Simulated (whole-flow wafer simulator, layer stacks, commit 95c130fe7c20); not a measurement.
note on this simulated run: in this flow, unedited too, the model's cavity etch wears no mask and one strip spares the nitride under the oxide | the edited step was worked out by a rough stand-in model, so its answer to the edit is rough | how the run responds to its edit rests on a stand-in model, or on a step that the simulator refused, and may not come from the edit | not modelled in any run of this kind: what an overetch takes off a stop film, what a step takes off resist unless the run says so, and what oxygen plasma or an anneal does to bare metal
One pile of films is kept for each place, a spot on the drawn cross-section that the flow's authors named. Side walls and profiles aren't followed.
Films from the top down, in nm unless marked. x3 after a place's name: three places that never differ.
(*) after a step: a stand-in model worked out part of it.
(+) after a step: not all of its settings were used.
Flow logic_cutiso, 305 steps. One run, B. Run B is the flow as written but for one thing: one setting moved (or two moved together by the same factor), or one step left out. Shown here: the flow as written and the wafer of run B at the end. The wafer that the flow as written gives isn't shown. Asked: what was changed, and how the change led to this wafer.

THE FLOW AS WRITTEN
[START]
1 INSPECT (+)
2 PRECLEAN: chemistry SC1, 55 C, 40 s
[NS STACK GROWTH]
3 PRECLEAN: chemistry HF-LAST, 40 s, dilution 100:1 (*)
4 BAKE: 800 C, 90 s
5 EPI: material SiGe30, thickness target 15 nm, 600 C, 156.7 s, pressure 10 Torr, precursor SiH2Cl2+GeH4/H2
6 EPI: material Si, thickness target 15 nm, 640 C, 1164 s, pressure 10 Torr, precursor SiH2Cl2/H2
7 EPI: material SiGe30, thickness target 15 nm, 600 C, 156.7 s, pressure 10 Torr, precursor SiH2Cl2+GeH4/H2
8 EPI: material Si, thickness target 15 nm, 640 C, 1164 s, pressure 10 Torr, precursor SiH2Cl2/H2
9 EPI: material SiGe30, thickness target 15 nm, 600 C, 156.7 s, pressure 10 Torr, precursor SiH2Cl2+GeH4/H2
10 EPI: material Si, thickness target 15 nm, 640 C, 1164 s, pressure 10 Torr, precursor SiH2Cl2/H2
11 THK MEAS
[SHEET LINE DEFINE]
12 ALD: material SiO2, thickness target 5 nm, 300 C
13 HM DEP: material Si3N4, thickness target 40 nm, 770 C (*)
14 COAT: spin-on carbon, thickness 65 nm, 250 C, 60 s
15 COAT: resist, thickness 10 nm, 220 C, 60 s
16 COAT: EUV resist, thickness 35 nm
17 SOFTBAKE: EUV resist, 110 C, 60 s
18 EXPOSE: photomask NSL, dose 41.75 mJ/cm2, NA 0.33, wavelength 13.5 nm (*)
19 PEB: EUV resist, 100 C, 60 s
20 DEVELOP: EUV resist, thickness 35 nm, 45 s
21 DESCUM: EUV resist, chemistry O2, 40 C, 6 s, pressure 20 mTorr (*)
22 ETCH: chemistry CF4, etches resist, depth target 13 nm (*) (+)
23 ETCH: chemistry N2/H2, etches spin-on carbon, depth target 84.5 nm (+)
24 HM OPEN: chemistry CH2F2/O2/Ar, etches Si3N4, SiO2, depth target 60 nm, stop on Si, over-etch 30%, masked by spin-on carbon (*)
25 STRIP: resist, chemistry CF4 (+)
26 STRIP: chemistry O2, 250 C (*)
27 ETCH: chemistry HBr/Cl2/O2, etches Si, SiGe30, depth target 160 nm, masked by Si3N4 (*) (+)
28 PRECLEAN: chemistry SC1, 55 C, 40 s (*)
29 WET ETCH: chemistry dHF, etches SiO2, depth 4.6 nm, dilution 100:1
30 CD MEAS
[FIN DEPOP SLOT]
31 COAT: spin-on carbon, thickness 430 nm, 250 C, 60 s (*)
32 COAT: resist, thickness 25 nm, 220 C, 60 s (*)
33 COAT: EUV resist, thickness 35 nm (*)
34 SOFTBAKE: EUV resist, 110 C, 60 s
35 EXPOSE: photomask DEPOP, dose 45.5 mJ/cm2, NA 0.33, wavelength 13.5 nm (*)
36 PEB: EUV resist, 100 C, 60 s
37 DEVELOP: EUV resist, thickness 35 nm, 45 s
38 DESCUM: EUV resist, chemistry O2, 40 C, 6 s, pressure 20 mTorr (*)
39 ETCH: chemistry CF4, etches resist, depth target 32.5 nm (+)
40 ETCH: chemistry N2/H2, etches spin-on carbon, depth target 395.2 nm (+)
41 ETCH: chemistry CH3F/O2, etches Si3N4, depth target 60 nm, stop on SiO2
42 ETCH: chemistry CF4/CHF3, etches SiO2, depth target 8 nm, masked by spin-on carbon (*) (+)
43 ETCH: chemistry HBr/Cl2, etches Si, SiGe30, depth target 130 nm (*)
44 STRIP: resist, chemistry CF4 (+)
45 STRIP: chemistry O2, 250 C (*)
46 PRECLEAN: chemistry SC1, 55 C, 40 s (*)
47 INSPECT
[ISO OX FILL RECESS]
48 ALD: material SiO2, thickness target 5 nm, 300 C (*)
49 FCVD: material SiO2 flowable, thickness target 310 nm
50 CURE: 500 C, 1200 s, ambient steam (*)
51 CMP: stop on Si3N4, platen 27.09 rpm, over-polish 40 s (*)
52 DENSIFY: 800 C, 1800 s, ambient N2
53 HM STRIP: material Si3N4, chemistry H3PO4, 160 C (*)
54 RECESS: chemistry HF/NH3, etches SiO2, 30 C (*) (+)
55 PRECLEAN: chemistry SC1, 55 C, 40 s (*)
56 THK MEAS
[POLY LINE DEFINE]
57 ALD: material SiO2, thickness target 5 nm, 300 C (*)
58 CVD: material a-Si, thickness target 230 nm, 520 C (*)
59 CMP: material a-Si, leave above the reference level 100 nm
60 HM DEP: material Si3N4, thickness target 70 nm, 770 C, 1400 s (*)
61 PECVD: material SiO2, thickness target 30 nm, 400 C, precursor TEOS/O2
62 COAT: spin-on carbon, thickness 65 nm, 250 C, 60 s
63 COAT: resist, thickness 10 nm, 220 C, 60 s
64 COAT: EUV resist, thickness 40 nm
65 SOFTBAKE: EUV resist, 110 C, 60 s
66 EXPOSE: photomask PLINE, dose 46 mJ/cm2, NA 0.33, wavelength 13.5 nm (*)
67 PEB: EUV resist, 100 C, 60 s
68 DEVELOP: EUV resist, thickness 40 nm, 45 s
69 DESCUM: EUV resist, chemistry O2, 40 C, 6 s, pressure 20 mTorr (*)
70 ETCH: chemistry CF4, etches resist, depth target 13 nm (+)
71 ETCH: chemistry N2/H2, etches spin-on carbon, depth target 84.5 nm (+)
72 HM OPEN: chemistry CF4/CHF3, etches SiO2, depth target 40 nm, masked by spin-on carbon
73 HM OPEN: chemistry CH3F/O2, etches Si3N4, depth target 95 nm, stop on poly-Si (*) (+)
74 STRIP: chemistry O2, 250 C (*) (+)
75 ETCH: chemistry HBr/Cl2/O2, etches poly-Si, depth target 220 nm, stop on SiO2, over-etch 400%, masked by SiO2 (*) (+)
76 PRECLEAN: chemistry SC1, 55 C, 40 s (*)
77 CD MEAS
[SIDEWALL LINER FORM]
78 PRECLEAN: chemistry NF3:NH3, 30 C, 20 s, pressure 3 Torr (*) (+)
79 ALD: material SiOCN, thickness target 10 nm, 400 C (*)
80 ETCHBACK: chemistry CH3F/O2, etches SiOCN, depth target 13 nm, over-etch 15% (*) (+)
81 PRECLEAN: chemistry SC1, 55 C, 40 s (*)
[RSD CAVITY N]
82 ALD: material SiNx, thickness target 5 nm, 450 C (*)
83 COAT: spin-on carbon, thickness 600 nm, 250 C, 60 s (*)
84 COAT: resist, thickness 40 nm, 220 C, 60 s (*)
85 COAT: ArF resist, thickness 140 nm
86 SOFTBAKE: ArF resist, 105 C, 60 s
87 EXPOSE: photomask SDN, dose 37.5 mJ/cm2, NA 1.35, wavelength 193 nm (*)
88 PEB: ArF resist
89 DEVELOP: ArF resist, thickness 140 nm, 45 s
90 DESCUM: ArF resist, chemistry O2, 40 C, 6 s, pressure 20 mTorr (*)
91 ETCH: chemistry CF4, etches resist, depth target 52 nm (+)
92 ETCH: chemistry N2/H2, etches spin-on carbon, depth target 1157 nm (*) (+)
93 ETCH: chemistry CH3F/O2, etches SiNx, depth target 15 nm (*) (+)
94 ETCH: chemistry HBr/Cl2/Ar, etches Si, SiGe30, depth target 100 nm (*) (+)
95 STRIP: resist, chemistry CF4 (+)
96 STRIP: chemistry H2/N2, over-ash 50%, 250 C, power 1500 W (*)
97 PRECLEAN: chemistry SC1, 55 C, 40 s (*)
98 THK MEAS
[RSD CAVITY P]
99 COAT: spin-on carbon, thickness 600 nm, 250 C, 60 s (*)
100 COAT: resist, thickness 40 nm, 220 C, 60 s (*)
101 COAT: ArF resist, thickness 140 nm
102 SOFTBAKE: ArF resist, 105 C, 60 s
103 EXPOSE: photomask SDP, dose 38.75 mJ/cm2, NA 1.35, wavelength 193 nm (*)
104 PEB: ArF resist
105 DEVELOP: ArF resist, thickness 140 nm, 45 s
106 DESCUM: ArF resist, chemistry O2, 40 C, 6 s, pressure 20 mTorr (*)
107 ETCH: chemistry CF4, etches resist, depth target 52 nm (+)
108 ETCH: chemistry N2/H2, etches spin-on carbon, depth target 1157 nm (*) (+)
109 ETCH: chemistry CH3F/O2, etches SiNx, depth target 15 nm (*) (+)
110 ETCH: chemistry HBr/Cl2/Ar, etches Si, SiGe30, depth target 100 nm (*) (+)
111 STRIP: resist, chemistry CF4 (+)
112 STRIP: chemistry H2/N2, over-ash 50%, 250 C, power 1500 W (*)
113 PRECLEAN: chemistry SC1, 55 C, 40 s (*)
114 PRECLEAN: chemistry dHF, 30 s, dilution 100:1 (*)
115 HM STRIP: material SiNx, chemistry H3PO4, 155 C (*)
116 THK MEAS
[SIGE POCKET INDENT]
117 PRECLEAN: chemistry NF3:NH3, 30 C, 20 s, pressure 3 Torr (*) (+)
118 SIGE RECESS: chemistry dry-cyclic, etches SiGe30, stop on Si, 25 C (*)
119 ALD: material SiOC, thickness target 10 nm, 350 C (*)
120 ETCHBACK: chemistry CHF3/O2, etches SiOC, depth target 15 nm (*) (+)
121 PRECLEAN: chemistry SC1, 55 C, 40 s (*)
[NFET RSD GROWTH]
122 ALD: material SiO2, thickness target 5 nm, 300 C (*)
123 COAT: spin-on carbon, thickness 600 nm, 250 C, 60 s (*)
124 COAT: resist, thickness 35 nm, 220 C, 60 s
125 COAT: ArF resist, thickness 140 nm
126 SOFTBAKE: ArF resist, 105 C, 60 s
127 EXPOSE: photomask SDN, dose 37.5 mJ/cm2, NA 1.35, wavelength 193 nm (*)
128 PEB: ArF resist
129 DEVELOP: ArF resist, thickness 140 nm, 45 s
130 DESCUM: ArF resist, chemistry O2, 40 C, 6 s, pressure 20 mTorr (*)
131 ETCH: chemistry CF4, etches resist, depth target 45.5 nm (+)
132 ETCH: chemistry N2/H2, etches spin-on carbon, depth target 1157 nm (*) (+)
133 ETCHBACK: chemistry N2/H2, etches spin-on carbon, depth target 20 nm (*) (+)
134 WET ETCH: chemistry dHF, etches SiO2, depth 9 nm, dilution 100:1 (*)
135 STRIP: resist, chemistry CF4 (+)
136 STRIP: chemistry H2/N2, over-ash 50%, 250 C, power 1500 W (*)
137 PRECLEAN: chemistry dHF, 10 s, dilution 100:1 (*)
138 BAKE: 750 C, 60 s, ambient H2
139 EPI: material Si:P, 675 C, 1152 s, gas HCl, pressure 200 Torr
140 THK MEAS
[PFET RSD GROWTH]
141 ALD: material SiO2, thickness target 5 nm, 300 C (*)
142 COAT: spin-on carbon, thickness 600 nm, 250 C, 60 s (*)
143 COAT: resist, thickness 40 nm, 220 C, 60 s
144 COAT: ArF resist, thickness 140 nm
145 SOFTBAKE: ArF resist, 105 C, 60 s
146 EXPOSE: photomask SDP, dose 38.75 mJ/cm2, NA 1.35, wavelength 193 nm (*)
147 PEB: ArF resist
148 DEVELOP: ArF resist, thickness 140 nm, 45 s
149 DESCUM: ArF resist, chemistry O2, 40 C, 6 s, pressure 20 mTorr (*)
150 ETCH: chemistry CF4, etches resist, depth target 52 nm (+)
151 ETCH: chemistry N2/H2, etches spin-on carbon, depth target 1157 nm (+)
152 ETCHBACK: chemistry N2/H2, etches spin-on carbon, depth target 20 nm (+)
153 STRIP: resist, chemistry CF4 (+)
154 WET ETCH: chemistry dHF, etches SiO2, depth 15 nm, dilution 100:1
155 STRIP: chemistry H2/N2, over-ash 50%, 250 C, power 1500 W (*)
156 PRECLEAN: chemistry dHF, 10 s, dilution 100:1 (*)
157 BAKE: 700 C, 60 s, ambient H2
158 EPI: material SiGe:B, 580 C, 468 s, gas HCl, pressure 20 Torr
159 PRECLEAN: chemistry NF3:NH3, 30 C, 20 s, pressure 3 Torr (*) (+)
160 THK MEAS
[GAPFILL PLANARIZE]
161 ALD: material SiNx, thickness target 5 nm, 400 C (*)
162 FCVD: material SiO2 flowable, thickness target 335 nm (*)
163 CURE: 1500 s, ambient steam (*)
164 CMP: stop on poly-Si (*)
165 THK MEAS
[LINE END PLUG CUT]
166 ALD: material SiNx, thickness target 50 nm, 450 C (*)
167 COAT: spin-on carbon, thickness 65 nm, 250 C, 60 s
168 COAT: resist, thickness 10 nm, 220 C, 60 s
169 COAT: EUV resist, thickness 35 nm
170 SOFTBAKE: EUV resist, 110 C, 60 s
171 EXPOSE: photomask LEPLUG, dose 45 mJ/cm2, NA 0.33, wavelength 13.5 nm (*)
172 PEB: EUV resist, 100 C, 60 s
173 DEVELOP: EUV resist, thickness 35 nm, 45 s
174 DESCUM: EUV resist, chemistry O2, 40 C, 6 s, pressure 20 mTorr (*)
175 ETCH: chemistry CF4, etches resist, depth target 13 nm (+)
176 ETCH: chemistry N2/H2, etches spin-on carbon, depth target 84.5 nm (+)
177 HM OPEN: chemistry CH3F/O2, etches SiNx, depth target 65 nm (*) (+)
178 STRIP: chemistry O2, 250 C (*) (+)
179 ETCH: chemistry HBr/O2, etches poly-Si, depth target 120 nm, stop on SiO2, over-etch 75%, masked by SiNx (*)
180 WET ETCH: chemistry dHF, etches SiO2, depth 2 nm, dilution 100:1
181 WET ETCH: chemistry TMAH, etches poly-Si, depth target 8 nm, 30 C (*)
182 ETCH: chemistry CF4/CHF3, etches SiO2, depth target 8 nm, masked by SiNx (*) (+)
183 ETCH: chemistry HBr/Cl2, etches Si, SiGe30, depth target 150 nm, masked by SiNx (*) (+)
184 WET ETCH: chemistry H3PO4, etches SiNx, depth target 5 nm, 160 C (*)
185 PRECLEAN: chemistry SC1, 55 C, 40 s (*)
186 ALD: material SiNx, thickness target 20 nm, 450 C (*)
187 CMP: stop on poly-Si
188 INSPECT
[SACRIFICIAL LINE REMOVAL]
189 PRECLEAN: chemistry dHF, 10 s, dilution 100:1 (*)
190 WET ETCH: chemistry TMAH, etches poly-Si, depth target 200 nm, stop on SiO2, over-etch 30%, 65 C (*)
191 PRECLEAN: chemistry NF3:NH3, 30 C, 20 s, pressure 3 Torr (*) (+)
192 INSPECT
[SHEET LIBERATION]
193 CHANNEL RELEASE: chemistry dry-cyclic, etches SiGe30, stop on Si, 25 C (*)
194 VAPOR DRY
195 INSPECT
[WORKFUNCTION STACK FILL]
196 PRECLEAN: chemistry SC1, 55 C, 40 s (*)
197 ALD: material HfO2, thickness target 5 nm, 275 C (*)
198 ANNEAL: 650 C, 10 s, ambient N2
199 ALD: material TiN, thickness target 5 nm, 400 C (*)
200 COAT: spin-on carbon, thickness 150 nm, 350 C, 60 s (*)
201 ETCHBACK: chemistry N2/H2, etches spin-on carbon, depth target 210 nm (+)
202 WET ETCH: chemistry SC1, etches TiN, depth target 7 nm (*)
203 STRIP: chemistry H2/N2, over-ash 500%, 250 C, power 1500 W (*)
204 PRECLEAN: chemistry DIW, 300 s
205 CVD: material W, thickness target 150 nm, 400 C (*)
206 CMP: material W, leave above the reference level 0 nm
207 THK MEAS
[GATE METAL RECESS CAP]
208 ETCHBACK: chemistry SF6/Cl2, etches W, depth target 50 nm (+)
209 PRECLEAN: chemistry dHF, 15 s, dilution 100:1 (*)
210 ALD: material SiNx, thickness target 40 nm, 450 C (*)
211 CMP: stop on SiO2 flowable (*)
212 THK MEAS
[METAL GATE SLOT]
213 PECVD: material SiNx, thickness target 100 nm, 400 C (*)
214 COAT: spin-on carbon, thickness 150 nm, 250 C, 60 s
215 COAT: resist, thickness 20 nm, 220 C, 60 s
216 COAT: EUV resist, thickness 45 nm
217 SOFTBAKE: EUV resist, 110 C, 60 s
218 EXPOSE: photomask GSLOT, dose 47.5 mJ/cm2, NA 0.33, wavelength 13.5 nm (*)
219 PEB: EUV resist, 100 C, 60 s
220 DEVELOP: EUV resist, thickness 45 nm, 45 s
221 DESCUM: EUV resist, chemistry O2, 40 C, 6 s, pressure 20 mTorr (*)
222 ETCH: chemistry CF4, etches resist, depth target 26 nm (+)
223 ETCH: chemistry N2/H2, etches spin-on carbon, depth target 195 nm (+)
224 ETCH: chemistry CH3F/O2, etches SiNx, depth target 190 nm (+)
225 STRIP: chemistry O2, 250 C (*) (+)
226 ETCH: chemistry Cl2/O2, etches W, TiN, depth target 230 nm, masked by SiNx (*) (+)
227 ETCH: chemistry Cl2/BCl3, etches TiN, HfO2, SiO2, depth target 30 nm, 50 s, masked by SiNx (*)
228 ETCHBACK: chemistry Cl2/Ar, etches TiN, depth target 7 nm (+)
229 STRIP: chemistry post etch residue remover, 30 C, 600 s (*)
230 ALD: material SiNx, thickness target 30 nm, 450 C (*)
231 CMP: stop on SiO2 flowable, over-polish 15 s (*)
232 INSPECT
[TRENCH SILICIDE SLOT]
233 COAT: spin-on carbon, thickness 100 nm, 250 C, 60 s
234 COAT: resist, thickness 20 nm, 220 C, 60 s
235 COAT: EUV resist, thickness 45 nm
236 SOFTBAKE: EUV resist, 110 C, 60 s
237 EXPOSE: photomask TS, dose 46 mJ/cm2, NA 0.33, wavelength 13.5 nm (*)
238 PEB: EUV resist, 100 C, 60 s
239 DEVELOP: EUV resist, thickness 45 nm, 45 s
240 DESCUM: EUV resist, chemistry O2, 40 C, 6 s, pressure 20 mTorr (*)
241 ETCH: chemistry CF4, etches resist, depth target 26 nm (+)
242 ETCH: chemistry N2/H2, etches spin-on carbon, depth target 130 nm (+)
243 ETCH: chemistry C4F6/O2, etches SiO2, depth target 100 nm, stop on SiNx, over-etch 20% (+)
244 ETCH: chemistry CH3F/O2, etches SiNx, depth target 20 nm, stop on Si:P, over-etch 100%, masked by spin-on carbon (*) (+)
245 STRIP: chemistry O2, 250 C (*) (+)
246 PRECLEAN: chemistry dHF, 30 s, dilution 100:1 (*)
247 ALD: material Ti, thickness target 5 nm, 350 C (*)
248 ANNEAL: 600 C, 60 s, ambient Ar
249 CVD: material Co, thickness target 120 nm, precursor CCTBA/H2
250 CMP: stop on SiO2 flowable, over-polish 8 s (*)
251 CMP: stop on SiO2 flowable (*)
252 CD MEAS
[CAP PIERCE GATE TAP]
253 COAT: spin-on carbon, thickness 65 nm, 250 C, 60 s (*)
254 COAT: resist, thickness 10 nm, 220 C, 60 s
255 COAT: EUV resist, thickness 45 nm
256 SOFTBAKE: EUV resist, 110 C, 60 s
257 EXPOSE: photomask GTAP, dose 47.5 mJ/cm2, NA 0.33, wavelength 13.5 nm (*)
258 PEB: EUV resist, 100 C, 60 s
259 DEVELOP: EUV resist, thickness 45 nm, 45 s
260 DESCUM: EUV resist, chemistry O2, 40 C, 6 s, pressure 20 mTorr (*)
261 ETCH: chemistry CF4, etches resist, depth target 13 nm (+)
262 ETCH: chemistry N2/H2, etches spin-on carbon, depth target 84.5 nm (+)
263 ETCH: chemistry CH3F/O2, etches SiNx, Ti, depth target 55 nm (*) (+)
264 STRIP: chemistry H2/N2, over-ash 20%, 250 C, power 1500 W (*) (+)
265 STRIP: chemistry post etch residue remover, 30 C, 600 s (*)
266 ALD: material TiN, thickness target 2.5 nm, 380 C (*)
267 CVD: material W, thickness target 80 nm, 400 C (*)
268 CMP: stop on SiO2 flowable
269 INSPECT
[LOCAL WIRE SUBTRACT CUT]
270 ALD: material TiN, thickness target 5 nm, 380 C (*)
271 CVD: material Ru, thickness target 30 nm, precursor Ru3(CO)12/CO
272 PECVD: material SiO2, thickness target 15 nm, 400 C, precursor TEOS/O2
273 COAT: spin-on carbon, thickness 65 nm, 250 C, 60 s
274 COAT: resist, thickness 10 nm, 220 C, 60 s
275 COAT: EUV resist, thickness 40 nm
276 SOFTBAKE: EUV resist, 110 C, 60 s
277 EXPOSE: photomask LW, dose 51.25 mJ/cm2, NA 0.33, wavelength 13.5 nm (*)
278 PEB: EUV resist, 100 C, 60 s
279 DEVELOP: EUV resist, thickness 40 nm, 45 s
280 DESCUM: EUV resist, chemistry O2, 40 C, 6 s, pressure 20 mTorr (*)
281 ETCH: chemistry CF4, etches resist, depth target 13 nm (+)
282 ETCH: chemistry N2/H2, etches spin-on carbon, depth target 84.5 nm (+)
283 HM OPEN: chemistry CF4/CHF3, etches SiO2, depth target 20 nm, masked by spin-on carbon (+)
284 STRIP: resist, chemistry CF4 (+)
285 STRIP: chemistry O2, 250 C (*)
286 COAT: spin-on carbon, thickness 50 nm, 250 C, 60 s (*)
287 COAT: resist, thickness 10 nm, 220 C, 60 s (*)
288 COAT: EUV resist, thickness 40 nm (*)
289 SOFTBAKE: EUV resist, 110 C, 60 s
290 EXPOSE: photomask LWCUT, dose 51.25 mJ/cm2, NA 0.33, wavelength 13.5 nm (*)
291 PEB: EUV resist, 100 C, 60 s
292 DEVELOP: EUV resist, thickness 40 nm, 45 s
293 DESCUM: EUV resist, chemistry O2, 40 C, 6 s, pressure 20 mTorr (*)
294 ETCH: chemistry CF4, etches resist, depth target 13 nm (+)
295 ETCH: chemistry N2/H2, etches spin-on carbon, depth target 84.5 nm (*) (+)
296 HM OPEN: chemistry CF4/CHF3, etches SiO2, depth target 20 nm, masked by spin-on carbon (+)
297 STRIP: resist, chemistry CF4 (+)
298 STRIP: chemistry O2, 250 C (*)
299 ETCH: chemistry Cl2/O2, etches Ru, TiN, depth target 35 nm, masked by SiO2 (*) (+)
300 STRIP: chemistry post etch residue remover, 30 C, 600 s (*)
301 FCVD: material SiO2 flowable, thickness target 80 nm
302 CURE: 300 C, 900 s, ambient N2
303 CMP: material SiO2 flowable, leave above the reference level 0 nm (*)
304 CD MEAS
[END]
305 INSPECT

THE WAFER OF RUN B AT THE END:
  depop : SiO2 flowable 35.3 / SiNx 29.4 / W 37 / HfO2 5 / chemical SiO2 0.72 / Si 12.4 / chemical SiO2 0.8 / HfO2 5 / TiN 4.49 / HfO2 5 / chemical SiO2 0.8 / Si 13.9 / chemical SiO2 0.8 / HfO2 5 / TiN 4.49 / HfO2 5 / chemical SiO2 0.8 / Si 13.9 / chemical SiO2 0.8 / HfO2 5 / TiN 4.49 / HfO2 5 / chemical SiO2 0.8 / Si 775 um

The cause: step 42, ETCH: depth target 4.4 nm was run, where the flow has depth target 8 nm.

How the change led to this, step by step:
  42 ETCH: chemistry CF4/CHF3, etches SiO2, depth target 8 nm, masked by spin-on carbon (*) (+)
      depop: SiO2 -4.4 (as written it would be: SiO2 -4.92 (all of it), Si -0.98)
      gl: resist -4.4 (as written it would be: resist -6.54 (all of it), spin-on carbon -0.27)
      (and at 20 more places)
  43 ETCH: chemistry HBr/Cl2, etches Si, SiGe30, depth target 130 nm (*)
      glp, tap: resist -1.35 (all of it), spin-on carbon -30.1 (as written it would be: spin-on carbon -32)
      depop: nothing (as written it would be: Si -14 (all of it), SiGe30 -15 (all of it), Si -15 (all of it), SiGe30 -15 (all of it), Si -15 (all of it), SiGe30 -15 (all of it), Si -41)
      (and at 18 more places)
  44 STRIP: resist, chemistry CF4 (+)
      depop: SiO2 -0.52 (all of it) (as written it would be: nothing)
  49 FCVD: material SiO2 flowable, thickness target 310 nm
      dpovl, nsgap: SiO2 flowable +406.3 (new film) (as written it would be: SiO2 flowable +392.6 (new film))
      depop: SiO2 flowable +242.6 (new film) (as written it would be: SiO2 flowable +359.9 (new film))
      (and at 2 more places)
  51 CMP: stop on Si3N4, platen 27.09 rpm, over-polish 40 s (*)
      depop: SiO2 flowable -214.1 (as written it would be: SiO2 flowable -200.5)
      dpovl: SiO2 flowable -214 (as written it would be: SiO2 flowable -200.4)
      (and at 3 more places)
  52 DENSIFY: 800 C, 1800 s, ambient N2
      depop: SiO2 flowable -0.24 (as written it would be: SiO2 flowable -2.32)
      dpovl: SiO2 flowable -2.27 (as written it would be: SiO2 flowable -2.82)
  54 RECESS: chemistry HF/NH3, etches SiO2, 30 C (*) (+)
      depop: SiO2 flowable -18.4 (all of it), SiO2 -5 (all of it), chemical SiO2 -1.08 (all of it) (as written it would be: SiO2 flowable -111.9)
  55 PRECLEAN: chemistry SC1, 55 C, 40 s (*)
      depop: chemical SiO2 +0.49 (new film), Si -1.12 (as written it would be: SiO2 flowable -0.06)
  58 CVD: material a-Si, thickness target 230 nm, 520 C (*)
      depop: a-Si +230 (new film) (as written it would be: a-Si +319.4 (new film))
  60 HM DEP: material Si3N4, thickness target 70 nm, 770 C, 1400 s (*)
      depop: Si3N4 +70 (new film), poly-Si +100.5 (new film), a-Si -100.5 (all of it) (as written it would be: Si3N4 +70 (new film), poly-Si +189.4 (new film), a-Si -189.4 (all of it))
  190 WET ETCH: chemistry TMAH, etches poly-Si, depth target 200 nm, stop on SiO2, over-etch 30%, 65 C (*)
      depop: poly-Si -100.5 (all of it) (as written it would be: poly-Si -189.4 (all of it))
  191 PRECLEAN: chemistry NF3:NH3, 30 C, 20 s, pressure 3 Torr (*) (+)
      depop: SiO2 -5 (all of it), chemical SiO2 -0.49 (all of it) (as written it would be: SiO2 -5 (all of it), SiO2 flowable -2.58)
  193 CHANNEL RELEASE: chemistry dry-cyclic, etches SiGe30, stop on Si, 25 C (*)
      depop: chemical SiO2 +0.8 (new film), Si -0.99, chemical SiO2 +0.8 (new film), cavity +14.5 (new film), chemical SiO2 +0.8 (new film), SiGe30 -15 (all of it), Si -1.08, chemical SiO2 +0.8 (new film), cavity +14.5 (new film), chemical SiO2 +0.8 (new film), SiGe30 -15 (all of it), Si -1.08, chemical SiO2 +0.8 (new film), cavity +14.5 (new film), chemical SiO2 +0.8 (new film), SiGe30 -15 (all of it), Si -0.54 (as written it would be: nothing)
  197 ALD: material HfO2, thickness target 5 nm, 275 C (*)
      depop: HfO2 +5 (new film), HfO2 +5 (new film), cavity -10, HfO2 +5 (new film), HfO2 +5 (new film), cavity -10, HfO2 +5 (new film), HfO2 +5 (new film), cavity -10, HfO2 +5 (new film) (as written it would be: HfO2 +5 (new film))
  199 ALD: material TiN, thickness target 5 nm, 400 C (*)
      depop: TiN +5 (new film), TiN +4.49 (new film), cavity -4.49 (all of it), TiN +4.49 (new film), cavity -4.49 (all of it), TiN +4.49 (new film), cavity -4.49 (all of it) (as written it would be: TiN +5 (new film))
  200 COAT: spin-on carbon, thickness 150 nm, 350 C, 60 s (*)
      depop: spin-on carbon +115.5 (new film) (as written it would be: spin-on carbon +194.7 (new film))
      dpovl: spin-on carbon +206.8 (new film) (as written it would be: spin-on carbon +194.8 (new film))
      (and at 3 more places)
  ... 1 more step ...
  205 CVD: material W, thickness target 150 nm, 400 C (*)
      depop: W +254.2 (new film) (as written it would be: W +345.5 (new film))
Counting metal films that touch as one body, depop has 4 bodies (between them, from the top down: HfO2 5 / chemical SiO2 0.72 / Si 12.4 / chemical SiO2 0.8 / HfO2 5; HfO2 5 / chemical SiO2 0.8 / Si 13.9 / chemical SiO2 0.8 / HfO2 5; HfO2 5 / chemical SiO2 0.8 / Si 13.9 / chemical SiO2 0.8 / HfO2 5); the flow as written gives 1 body.
